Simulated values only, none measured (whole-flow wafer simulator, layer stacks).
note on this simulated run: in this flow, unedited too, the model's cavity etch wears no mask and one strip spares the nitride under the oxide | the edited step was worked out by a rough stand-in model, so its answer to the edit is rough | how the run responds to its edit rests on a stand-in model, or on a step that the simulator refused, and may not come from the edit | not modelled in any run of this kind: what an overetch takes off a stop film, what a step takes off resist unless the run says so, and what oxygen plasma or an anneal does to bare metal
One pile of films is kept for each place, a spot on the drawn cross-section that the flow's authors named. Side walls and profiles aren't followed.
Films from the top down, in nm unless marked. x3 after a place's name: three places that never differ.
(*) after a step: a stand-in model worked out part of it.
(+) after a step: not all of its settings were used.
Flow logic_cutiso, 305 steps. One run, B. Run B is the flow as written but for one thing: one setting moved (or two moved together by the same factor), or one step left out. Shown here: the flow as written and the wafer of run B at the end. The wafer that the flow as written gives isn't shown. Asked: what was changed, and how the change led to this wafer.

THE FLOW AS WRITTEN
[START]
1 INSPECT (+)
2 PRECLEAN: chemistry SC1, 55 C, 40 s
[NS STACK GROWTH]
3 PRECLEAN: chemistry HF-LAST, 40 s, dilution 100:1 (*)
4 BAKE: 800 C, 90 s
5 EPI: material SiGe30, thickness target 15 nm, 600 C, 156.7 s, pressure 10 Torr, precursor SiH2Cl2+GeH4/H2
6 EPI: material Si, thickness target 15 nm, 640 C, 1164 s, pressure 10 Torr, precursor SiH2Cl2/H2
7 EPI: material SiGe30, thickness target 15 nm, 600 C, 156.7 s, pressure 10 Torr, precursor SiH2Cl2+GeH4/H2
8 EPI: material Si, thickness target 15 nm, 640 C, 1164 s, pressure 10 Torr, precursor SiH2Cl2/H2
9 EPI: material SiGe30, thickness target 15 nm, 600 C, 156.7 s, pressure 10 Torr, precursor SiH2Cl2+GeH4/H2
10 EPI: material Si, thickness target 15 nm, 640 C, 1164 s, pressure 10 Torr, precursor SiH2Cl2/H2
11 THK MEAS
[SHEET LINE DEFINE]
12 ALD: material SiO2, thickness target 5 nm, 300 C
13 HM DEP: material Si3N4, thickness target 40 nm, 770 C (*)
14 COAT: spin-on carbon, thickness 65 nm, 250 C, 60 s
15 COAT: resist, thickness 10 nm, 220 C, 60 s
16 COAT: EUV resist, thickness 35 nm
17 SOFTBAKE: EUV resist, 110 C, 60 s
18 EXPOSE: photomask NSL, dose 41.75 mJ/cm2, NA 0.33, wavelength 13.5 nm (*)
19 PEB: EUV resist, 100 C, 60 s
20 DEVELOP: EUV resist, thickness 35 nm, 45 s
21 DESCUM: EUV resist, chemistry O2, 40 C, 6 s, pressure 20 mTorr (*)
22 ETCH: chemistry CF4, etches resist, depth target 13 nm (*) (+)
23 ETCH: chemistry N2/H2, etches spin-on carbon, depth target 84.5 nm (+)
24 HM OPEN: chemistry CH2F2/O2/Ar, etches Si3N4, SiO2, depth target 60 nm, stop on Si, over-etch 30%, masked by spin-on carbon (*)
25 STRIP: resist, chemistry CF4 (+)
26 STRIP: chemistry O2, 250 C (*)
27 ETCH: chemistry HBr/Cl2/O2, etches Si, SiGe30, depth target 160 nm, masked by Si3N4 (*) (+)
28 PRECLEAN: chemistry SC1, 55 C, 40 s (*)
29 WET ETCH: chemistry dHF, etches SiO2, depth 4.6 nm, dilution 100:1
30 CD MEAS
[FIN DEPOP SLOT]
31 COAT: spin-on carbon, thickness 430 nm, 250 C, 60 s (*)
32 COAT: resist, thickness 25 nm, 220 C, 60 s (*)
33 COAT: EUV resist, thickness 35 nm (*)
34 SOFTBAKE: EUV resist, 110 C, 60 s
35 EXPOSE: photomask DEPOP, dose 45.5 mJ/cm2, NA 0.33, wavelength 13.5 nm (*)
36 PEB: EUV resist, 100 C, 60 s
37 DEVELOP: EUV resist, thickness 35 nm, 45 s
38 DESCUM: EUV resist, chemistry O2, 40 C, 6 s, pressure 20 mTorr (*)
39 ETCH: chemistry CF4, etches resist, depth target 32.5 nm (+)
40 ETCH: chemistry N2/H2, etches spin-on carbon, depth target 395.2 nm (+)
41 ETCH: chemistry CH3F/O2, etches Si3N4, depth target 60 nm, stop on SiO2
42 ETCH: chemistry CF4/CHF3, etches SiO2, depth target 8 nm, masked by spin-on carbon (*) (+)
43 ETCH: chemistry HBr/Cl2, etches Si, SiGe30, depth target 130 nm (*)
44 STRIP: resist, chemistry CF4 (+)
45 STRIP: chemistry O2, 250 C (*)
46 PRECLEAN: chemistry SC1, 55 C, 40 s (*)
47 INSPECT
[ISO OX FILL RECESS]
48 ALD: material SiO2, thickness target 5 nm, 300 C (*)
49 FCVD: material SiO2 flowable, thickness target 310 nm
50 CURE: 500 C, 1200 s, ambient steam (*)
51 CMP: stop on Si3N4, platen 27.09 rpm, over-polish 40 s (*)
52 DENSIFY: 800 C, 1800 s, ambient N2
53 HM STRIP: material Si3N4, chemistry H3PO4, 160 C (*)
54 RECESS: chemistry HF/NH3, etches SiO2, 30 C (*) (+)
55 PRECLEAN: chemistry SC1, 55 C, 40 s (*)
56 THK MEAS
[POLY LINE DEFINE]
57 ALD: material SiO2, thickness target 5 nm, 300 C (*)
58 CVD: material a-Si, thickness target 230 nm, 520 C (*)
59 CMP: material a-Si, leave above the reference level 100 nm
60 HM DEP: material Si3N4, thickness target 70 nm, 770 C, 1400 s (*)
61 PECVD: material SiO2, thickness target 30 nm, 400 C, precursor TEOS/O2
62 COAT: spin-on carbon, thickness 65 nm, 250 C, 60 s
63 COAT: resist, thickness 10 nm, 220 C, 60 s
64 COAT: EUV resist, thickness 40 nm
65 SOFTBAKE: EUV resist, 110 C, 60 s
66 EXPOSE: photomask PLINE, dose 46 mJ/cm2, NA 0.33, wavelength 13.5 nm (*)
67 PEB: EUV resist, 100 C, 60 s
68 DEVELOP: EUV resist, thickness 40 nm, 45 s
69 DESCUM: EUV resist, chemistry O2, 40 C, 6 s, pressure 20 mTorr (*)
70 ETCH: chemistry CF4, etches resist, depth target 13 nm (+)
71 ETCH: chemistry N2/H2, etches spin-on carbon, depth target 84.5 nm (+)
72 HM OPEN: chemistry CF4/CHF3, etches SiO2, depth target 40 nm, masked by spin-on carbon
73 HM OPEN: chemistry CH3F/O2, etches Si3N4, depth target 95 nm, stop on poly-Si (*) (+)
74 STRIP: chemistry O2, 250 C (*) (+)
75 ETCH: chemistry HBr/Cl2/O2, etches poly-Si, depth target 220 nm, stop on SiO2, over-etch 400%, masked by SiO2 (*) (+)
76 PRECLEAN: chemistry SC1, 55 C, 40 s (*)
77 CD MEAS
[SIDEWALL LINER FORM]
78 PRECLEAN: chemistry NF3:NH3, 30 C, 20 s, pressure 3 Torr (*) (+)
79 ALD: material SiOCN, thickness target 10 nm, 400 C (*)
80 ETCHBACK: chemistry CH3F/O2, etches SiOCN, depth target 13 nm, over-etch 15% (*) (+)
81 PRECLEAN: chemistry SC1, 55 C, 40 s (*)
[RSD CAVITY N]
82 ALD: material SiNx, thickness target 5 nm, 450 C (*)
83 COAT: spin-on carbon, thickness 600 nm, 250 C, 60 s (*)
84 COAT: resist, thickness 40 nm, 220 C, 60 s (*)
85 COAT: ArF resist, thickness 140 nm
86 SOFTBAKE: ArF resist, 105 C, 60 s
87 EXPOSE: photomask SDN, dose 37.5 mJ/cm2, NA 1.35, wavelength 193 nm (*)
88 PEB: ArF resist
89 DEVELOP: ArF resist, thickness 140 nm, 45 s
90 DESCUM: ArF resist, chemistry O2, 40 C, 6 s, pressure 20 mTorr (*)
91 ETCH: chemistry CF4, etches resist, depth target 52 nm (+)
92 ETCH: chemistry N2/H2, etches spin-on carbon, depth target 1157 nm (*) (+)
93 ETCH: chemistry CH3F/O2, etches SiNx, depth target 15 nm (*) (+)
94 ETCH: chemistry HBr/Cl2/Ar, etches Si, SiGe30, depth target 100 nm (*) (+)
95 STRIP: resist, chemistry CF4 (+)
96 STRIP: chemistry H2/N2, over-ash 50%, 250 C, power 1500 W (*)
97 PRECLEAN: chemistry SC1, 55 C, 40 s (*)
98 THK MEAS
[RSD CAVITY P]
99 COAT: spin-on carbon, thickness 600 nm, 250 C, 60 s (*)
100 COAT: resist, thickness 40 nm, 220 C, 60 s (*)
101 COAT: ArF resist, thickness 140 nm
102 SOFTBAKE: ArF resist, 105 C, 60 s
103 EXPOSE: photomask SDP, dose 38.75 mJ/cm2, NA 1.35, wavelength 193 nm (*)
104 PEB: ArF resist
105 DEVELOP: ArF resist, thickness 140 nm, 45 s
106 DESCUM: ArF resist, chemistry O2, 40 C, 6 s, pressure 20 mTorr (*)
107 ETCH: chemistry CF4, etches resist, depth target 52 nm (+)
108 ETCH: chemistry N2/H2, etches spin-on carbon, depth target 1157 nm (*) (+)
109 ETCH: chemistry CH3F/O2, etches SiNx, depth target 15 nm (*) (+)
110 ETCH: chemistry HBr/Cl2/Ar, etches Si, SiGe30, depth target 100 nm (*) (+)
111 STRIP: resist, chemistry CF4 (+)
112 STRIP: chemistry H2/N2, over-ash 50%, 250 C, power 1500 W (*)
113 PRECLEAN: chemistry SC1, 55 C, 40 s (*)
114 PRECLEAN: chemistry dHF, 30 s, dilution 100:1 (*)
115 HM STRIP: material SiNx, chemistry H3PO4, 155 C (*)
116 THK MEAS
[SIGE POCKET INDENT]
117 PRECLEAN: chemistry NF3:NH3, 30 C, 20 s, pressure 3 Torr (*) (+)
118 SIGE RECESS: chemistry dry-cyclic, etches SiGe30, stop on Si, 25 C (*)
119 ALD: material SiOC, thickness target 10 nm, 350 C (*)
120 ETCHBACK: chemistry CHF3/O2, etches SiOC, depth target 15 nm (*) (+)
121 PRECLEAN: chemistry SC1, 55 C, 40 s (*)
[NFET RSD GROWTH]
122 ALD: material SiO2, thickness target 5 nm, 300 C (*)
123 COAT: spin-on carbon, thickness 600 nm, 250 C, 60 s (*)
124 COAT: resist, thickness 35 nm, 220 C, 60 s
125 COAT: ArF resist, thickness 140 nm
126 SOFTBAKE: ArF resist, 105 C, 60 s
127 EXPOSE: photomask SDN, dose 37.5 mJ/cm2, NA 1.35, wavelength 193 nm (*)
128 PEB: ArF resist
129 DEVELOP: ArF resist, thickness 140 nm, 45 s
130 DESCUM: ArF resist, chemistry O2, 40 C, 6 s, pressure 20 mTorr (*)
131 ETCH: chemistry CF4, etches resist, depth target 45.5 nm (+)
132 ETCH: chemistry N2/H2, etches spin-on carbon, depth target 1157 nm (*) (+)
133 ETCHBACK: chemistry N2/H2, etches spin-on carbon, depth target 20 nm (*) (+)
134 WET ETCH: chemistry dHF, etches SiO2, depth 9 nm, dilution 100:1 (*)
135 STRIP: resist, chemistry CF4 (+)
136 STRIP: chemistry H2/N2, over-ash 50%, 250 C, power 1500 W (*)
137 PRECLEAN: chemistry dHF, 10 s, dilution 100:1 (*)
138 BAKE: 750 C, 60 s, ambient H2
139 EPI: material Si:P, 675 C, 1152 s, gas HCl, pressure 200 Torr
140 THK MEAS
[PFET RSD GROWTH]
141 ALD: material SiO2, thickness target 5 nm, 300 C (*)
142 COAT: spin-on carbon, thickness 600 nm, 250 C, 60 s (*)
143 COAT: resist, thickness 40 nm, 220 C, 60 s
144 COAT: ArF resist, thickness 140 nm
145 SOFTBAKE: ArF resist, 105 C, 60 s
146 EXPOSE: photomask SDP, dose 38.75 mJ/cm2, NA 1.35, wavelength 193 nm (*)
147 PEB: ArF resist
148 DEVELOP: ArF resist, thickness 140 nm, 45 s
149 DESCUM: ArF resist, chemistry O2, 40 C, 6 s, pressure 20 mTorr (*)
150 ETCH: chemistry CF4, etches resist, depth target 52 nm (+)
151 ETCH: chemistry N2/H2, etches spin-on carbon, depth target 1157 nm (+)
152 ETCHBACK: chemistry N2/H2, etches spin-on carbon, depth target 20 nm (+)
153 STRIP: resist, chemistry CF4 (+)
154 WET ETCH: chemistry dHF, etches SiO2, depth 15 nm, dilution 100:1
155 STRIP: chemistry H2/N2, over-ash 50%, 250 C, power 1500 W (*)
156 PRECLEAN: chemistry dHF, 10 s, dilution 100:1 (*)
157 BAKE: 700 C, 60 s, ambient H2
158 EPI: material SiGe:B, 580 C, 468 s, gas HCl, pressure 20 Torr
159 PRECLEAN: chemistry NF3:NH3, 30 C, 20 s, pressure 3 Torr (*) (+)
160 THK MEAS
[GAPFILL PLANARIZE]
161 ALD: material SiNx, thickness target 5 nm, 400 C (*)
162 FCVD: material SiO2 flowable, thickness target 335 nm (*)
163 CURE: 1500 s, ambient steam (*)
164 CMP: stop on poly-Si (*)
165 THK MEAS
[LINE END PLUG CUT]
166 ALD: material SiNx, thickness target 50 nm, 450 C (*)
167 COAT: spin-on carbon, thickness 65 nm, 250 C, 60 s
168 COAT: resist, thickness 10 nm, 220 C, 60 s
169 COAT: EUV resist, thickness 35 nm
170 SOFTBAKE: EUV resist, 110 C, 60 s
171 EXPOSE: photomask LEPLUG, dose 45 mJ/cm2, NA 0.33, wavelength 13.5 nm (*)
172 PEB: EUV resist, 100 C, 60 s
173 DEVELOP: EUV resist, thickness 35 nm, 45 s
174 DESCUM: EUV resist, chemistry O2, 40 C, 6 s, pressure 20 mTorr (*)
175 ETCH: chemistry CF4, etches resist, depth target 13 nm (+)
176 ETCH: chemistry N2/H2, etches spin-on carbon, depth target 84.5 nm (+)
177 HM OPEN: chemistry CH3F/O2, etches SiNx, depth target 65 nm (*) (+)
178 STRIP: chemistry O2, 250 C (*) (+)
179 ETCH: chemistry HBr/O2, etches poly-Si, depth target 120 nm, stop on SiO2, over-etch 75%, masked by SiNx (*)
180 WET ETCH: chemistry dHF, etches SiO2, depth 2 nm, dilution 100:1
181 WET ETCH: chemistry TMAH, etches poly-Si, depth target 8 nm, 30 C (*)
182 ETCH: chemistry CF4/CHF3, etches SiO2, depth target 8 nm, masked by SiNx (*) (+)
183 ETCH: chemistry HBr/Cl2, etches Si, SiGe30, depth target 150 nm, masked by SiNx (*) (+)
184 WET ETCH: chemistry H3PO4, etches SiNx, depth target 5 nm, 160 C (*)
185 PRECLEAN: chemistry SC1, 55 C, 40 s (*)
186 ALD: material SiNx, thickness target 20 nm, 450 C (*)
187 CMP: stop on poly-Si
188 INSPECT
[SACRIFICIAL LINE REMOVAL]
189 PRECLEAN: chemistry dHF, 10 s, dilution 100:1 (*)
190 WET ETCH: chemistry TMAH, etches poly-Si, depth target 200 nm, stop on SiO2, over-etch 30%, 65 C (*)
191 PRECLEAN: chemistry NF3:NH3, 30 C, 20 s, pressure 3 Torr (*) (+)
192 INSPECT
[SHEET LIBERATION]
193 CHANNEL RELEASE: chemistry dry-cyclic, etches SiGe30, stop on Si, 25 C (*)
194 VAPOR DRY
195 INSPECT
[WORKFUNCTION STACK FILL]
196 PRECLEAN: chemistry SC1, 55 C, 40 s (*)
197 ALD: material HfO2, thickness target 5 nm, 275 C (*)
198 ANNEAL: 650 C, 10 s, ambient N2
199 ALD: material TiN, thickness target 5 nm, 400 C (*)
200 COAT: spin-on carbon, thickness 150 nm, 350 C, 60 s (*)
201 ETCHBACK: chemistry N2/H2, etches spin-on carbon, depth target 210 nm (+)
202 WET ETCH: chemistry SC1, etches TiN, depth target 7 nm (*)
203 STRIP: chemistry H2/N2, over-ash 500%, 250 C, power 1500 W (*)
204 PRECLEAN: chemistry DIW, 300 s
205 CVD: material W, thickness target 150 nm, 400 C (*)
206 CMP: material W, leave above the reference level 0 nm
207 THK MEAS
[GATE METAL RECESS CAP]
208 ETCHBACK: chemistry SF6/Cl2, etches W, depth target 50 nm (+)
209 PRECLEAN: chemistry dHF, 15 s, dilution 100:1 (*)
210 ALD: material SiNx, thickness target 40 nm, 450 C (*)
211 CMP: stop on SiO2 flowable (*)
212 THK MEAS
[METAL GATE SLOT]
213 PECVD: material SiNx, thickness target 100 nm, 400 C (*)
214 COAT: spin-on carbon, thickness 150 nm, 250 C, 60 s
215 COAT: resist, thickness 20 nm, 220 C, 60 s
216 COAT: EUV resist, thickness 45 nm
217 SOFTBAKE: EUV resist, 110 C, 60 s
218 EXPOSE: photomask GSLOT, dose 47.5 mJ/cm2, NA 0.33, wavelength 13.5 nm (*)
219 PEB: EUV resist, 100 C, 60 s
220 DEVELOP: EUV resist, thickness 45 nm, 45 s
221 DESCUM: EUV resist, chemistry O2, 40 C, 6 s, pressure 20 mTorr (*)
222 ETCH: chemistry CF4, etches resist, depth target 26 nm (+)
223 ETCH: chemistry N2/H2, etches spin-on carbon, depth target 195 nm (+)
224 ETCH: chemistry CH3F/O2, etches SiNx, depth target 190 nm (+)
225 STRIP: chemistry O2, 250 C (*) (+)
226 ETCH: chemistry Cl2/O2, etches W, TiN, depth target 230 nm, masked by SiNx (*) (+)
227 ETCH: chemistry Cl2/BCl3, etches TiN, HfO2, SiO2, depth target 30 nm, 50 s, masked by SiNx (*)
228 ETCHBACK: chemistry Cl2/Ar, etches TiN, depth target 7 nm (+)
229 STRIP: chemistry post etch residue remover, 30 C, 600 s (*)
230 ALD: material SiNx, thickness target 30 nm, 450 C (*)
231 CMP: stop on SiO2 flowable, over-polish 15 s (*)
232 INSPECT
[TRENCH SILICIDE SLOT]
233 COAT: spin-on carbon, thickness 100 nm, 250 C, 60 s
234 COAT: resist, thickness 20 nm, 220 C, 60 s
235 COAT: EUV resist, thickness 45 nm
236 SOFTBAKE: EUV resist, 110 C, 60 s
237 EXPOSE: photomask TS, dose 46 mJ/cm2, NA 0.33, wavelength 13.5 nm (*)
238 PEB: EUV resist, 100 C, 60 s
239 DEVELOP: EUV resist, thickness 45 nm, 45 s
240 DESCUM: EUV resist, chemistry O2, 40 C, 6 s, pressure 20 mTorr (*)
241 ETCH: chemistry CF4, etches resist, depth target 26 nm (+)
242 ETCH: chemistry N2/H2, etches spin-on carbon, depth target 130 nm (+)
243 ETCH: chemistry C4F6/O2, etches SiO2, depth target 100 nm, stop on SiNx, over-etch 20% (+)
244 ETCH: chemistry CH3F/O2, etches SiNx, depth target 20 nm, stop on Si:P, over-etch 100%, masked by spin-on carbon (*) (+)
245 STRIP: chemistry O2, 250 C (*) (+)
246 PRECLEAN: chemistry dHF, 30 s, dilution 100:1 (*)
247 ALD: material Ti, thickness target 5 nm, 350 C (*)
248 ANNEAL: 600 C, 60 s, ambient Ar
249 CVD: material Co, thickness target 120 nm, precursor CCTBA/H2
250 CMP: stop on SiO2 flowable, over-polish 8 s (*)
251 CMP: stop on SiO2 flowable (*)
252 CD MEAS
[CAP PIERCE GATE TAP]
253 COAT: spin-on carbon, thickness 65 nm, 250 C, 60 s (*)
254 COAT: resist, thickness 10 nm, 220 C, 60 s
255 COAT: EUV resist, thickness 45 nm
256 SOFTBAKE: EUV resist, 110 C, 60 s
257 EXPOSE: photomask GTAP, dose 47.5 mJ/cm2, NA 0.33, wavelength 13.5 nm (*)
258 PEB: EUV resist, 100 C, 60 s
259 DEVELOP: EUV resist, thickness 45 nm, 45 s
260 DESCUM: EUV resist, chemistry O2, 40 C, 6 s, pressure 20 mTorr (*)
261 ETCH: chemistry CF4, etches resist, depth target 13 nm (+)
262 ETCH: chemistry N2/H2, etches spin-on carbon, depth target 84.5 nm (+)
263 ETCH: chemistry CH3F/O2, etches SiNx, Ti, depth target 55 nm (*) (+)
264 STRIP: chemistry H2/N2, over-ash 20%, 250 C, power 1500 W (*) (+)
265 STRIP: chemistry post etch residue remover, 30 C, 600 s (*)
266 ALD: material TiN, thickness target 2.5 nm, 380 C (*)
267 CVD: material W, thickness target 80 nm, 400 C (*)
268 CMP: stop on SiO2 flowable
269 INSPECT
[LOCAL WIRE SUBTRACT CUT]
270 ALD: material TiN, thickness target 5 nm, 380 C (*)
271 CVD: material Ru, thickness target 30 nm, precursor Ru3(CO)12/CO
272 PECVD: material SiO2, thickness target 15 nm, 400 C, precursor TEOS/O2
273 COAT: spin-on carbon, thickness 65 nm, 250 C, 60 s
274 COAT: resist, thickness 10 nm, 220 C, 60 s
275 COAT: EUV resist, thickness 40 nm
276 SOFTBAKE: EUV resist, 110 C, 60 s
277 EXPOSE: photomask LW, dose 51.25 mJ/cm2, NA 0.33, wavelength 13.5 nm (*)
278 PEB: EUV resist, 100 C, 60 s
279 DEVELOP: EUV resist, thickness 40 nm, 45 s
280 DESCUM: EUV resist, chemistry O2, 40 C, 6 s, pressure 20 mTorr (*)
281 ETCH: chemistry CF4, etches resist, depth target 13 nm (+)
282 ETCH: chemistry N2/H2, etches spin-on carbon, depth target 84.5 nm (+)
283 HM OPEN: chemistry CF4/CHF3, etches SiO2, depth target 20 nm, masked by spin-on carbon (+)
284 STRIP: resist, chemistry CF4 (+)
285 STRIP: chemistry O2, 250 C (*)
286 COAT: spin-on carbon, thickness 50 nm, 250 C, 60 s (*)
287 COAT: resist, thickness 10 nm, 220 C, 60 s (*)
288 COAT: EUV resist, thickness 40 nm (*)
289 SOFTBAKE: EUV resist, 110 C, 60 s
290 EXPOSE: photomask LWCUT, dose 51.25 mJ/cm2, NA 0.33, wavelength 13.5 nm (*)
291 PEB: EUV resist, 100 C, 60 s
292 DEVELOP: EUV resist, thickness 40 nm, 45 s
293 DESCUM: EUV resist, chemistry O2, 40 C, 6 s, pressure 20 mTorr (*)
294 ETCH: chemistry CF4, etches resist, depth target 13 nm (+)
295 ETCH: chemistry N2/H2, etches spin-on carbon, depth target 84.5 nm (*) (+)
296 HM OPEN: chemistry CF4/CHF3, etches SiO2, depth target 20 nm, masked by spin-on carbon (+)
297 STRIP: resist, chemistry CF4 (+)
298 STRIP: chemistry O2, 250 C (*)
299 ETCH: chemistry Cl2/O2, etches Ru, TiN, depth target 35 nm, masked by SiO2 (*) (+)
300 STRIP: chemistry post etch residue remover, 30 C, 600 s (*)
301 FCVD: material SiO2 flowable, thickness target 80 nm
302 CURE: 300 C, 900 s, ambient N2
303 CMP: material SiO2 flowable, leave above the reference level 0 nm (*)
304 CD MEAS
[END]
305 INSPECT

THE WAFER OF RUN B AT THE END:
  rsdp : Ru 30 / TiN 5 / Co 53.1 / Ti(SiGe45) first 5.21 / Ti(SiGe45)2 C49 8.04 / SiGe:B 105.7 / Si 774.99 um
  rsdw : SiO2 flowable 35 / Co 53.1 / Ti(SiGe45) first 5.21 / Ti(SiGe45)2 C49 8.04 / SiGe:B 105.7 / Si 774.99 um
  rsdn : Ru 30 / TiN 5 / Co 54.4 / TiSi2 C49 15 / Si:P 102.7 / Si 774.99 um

The cause: step 247, ALD: thickness target 5.9 nm was run, where the flow has thickness target 5 nm.

How the change led to this, step by step:
  247 ALD: material Ti, thickness target 5 nm, 350 C (*)
      depop, dpovl, gfld and 19 more: Ti +5.9 (new film) (as written it would be: Ti +5 (new film))
  248 ANNEAL: 600 C, 60 s, ambient Ar
      rsdp, rsdw: Ti(SiGe45) first +5.21 (new film), Ti(SiGe45)2 C49 +8.04 (new film), Ti -5.9 (all of it), SiGe:B -10.6 (as written it would be: Ti(SiGe45) first +8.95 (new film), Ti -5 (all of it), SiGe:B -5.98)
      rsdn: TiSi2 C49 +15 (new film), Ti -5.9 (all of it), Si:P -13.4 (as written it would be: TiSi2 C49 +12.7 (new film), Ti -5 (all of it), Si:P -11.3)
  250 CMP: stop on SiO2 flowable, over-polish 8 s (*)
      rsdx: Co -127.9 (all of it), Ti -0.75 (as written it would be: Co -127.9 (all of it))
      gl, glp, gxf, gxn, gxp, tap: Co -120.3 (all of it), Ti -5.9 (all of it), SiNx -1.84 (as written it would be: Co -120.3 (all of it), Ti -5 (all of it), SiNx -1.84)
      (and at 11 more places)
  251 CMP: stop on SiO2 flowable (*)
      iso: Co -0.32 (all of it), Ti -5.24 (as written it would be: Co -1.22 (all of it), Ti -4.34)
